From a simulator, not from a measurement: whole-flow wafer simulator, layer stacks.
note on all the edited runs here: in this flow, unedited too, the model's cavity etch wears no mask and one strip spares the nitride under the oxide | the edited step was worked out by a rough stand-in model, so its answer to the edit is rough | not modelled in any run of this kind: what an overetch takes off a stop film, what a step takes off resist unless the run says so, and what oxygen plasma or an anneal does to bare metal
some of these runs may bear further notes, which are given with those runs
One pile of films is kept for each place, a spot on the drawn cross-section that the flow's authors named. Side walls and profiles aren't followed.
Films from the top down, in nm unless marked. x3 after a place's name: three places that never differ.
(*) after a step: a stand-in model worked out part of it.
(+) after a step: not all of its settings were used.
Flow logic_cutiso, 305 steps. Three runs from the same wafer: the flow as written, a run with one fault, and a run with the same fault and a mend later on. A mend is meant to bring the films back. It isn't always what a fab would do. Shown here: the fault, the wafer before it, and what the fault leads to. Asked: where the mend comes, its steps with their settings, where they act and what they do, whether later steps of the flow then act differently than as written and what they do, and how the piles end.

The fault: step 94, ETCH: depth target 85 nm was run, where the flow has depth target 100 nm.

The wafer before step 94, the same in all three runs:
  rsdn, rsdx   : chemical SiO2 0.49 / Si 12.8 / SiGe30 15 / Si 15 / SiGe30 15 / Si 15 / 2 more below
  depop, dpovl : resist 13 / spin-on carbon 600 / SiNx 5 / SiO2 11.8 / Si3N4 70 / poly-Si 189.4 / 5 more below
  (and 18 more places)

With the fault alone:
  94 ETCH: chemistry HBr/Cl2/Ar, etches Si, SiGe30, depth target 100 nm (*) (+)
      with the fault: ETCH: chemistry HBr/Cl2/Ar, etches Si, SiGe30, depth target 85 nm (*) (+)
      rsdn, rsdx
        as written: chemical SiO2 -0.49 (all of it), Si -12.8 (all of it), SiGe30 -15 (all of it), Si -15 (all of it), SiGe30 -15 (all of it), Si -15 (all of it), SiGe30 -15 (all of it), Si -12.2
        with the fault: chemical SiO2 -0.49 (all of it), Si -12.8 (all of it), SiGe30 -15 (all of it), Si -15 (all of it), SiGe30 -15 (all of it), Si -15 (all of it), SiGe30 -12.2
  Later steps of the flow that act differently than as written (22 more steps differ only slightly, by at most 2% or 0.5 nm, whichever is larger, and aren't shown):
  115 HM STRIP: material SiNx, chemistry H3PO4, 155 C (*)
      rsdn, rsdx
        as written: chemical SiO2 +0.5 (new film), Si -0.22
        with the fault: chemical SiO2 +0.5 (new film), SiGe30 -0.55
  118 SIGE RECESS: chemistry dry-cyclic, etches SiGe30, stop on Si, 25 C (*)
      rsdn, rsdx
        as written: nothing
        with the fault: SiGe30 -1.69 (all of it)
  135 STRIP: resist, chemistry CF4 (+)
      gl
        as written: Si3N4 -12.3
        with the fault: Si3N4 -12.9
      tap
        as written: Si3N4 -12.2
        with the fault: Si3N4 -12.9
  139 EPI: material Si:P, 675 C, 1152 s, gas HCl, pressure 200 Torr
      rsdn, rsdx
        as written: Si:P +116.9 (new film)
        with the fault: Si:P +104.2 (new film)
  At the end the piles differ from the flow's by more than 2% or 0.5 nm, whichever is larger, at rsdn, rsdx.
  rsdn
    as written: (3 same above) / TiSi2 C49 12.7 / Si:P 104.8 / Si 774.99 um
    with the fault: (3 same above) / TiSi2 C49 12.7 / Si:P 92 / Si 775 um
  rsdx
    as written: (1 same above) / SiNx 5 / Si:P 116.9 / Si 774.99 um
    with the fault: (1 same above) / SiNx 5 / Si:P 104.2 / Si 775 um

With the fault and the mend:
  The mend comes after step 94.
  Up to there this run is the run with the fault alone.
  94a ETCH: chemistry HBr/Cl2/Ar, etches Si, SiGe30, depth target 15 nm (*) (+) (the flow's step 94 once more, with other settings)
      rsdn, rsdx
        SiGe30 -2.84 (all of it), Si -12.2
  No later step of the flow acts differently than as written at any place that is followed.
  At the end the piles are the same as the flow's at every place that both follow.
